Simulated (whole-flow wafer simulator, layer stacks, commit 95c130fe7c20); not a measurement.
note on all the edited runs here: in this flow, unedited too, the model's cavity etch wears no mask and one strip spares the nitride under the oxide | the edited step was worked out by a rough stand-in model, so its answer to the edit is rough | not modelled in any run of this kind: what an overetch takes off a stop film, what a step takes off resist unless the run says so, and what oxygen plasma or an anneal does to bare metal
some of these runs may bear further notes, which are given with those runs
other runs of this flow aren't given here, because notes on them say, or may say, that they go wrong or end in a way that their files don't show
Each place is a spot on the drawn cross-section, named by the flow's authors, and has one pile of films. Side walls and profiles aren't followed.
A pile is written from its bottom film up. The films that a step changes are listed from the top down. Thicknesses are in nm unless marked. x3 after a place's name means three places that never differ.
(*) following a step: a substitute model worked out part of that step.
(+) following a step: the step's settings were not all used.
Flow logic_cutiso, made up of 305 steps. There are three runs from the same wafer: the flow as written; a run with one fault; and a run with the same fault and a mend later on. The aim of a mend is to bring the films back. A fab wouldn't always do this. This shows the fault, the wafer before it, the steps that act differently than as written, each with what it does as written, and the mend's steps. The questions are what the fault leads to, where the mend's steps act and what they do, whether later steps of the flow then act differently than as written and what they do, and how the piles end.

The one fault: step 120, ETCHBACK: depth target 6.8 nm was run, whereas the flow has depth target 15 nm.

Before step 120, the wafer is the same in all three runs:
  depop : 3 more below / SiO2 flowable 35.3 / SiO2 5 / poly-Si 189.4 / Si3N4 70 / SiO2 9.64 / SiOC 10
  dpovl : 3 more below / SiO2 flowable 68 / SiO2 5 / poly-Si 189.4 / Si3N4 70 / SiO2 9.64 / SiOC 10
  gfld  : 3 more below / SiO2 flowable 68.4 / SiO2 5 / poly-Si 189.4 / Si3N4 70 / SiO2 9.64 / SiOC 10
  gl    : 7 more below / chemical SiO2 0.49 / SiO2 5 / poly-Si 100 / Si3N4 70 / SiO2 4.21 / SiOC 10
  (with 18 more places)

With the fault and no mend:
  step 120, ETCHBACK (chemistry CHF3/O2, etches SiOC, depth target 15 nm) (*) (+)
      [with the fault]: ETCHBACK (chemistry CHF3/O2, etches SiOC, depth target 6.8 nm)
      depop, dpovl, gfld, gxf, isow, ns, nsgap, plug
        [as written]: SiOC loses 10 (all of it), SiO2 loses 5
        [with the fault]: SiOC loses 6.8
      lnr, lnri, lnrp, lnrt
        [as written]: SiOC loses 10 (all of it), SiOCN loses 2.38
        [with the fault]: SiOC loses 6.8
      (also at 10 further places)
  Steps further on in the flow that do not act as written (28 other steps are not shown; they differ only slightly, by no more than 2% or 0.5 nm, whichever is larger):
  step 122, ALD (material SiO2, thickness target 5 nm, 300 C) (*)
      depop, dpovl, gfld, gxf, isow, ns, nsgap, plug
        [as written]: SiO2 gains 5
        [with the fault]: SiO2 gains 5 (new film)
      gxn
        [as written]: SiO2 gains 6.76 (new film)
        [with the fault]: SiO2 gains 5 (new film)
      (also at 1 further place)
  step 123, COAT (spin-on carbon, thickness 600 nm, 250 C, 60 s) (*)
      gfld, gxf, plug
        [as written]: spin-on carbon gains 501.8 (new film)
        [with the fault]: spin-on carbon gains 519.1 (new film)
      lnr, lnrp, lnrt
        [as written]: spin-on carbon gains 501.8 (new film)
        [with the fault]: spin-on carbon gains 521.7 (new film)
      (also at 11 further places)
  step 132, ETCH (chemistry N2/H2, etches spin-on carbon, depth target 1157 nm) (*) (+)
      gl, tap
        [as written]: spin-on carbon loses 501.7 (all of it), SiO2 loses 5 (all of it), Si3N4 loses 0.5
        [with the fault]: spin-on carbon loses 519.2 (all of it), SiO2 loses 5 (all of it), SiOC loses 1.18
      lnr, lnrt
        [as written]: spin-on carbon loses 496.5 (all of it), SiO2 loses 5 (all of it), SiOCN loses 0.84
        [with the fault]: spin-on carbon loses 516.4 (all of it), SiO2 loses 5 (all of it), SiOC loses 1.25
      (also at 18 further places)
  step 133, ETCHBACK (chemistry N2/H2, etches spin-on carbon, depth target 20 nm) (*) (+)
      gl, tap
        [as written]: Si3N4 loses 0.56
        [with the fault]: SiOC loses 1.18
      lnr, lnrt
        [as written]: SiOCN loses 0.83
        [with the fault]: SiOC loses 1.18
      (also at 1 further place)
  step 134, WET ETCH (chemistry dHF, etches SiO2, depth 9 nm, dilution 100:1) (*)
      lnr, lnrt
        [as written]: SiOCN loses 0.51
        [with the fault]: SiOC loses 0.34
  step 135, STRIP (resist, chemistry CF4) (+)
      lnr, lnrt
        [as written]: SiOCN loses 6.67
        [with the fault]: SiOC loses 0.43 (all of it)
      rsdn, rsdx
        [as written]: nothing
        [with the fault]: SiOC loses 3 (all of it)
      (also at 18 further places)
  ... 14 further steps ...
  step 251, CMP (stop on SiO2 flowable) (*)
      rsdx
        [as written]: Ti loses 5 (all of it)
        [with the fault]: Ti loses 4.65
  By the end, the piles at iso, rsdp, rsdw depart from the flow's by more than 2% or 0.5 nm, whichever is larger.
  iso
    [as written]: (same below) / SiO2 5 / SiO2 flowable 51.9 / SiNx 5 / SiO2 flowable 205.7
    [with the fault]: (same below) / SiO2 5 / SiO2 flowable 57.5 / SiOC 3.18 / SiNx 5 / SiO2 flowable 196.7
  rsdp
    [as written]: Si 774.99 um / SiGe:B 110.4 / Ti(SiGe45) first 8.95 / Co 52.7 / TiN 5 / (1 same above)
    [with the fault]: Si 774.99 um / SiOC 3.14 / SiGe:B 107 / Ti(SiGe45) first 8.95 / Co 52.5 / TiN 5 / (1 same above)
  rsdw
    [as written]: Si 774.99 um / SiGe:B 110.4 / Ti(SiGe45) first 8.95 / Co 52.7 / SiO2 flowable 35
    [with the fault]: Si 774.99 um / SiOC 3.14 / SiGe:B 107 / Ti(SiGe45) first 8.95 / Co 52.5 / SiO2 flowable 35

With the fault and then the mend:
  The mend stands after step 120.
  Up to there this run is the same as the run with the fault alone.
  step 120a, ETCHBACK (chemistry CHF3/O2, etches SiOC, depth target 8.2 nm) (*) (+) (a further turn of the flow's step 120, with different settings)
      depop, dpovl, gfld, gxf, isow, ns, nsgap, plug
        SiOC loses 3.2 (all of it), SiO2 loses 5
      lnr, lnri, lnrp, lnrt
        SiOC loses 3.2 (all of it), SiOCN loses 2.38
      rsdn, rsdp, rsdw, rsdx
        SiOC loses 3.2 (all of it)
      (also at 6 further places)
  None of the later steps of the flow differs from how it acts as written, at any place that is followed, by more than 2% or 0.5 nm, whichever is larger.
  The piles end the same as the flow's at every place that both follow.
